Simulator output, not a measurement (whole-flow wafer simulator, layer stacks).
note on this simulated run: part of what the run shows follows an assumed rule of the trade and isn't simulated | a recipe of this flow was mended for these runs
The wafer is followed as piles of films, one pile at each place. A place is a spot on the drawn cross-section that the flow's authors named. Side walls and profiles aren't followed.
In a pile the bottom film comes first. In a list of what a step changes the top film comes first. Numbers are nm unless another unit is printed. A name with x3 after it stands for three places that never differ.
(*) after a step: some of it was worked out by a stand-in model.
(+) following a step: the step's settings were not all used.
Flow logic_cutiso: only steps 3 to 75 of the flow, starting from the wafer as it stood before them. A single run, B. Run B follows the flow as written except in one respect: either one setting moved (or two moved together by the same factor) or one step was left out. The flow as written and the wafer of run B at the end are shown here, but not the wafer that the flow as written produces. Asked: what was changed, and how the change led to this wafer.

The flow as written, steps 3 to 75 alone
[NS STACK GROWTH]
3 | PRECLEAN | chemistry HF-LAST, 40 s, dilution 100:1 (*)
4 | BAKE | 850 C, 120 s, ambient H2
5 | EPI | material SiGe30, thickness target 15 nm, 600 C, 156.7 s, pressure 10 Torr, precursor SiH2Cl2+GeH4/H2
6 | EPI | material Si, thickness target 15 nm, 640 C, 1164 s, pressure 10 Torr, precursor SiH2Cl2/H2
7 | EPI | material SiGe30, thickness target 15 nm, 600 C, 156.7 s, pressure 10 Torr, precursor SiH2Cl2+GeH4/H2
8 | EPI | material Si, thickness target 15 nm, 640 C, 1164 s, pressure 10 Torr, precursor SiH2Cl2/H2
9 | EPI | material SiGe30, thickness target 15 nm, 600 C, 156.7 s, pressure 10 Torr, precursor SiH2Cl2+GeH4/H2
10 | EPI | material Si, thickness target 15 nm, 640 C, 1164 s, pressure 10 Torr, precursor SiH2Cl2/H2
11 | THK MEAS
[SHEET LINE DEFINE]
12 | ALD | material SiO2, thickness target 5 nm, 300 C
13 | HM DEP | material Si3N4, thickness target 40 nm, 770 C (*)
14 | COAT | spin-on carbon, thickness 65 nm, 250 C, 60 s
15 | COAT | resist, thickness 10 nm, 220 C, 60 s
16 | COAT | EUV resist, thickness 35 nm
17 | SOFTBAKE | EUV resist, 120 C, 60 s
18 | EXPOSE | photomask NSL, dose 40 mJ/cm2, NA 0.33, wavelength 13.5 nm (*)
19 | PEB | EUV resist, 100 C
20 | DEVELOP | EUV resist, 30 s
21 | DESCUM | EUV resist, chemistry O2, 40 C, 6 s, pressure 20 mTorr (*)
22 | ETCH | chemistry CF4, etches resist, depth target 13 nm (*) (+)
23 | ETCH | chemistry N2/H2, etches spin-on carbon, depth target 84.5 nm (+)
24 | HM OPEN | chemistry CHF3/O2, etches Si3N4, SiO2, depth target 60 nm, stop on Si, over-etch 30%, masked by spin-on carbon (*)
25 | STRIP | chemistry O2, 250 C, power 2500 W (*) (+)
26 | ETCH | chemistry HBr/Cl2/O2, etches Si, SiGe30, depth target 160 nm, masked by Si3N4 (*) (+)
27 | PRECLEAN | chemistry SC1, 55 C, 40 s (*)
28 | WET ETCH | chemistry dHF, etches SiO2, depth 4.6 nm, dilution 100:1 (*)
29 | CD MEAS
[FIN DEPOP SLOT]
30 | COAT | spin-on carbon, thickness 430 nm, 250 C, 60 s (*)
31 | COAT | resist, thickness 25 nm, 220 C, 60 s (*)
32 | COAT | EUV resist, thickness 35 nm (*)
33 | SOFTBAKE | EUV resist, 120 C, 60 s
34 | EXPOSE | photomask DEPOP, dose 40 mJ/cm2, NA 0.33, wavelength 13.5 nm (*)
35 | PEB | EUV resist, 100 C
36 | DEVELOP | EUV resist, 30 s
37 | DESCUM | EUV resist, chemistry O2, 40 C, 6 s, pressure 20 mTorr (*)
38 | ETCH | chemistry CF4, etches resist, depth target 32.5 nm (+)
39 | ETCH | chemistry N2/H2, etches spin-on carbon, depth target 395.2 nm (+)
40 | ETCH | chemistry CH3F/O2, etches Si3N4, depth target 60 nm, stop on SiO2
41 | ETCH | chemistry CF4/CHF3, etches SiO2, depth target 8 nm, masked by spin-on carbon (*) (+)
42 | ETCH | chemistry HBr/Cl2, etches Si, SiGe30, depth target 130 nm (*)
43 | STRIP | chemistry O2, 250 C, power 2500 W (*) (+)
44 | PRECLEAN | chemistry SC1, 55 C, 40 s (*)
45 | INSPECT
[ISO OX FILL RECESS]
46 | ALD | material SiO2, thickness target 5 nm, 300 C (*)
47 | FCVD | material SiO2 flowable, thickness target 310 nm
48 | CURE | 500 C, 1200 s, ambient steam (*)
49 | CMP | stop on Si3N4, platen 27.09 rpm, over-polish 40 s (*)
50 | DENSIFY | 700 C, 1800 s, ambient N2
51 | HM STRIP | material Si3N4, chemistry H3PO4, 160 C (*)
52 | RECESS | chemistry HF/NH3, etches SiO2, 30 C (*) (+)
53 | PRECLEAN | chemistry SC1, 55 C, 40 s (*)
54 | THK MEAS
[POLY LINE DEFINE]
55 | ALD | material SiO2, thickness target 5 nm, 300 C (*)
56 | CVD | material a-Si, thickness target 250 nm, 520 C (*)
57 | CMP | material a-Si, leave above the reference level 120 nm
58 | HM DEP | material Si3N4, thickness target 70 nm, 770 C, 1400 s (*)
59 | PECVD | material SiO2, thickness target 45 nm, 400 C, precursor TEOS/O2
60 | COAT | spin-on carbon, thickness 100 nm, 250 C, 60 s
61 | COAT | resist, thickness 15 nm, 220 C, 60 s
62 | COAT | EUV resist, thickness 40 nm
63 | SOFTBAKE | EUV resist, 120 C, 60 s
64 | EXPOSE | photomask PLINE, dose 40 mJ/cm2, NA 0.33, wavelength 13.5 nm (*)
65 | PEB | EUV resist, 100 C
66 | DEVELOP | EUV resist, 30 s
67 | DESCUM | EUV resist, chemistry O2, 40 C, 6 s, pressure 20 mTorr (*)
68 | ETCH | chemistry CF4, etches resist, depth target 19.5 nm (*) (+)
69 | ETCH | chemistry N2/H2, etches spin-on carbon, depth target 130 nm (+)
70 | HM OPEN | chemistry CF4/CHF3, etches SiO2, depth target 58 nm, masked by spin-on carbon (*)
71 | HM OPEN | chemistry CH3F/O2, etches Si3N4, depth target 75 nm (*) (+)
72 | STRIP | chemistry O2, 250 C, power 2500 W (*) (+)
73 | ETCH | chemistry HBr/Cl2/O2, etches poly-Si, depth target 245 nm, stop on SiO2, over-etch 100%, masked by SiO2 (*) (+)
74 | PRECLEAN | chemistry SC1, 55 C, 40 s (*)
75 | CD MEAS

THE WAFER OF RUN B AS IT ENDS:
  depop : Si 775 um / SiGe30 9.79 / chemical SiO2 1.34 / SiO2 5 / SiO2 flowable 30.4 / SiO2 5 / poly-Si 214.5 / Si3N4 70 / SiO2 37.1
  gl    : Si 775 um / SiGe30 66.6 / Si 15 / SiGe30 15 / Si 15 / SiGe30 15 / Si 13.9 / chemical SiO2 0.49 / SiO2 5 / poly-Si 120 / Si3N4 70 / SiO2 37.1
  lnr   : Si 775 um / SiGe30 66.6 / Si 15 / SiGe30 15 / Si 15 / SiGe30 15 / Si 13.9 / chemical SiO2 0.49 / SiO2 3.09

Cause: step 5, EPI: 679 C was run, while the flow as written has 600 C.

How this came from the change, step by step:
  5 | EPI | material SiGe30, thickness target 15 nm, 600 C, 156.7 s, pressure 10 Torr, precursor SiH2Cl2+GeH4/H2
      depop, dpovl, gfld and 19 more: +66.6 SiGe30 (new film) (in the flow as written it would be: +15 SiGe30 (new film))
  26 | ETCH | chemistry HBr/Cl2/O2, etches Si, SiGe30, depth target 160 nm, masked by Si3N4 (*) (+)
      dpovl, gfld, gxf, iso, isow, lnri, nsgap: -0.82 chemical SiO2 (all of it), -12 Si (all of it), -15 SiGe30 (all of it), -15 Si (all of it), -15 SiGe30 (all of it), -15 Si (all of it), -66.6 SiGe30 (all of it), -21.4 Si (in the flow as written it would be: -0.82 chemical SiO2 (all of it), -12 Si (all of it), -15 SiGe30 (all of it), -15 Si (all of it), -15 SiGe30 (all of it), -15 Si (all of it), -15 SiGe30 (all of it), -73 Si)
  42 | ETCH | chemistry HBr/Cl2, etches Si, SiGe30, depth target 130 nm (*)
      depop: -13.8 Si (all of it), -15 SiGe30 (all of it), -15 Si (all of it), -15 SiGe30 (all of it), -15 Si (all of it), -56.2 SiGe30 (in the flow as written it would be: -13.8 Si (all of it), -15 SiGe30 (all of it), -15 Si (all of it), -15 SiGe30 (all of it), -15 Si (all of it), -15 SiGe30 (all of it), -41.2 Si)
  43 | STRIP | chemistry O2, 250 C, power 2500 W (*) (+)
      depop: +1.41 chemical SiO2 (new film), -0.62 SiGe30 (in the flow as written it would be: +1.04 chemical SiO2 (new film), -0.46 Si)
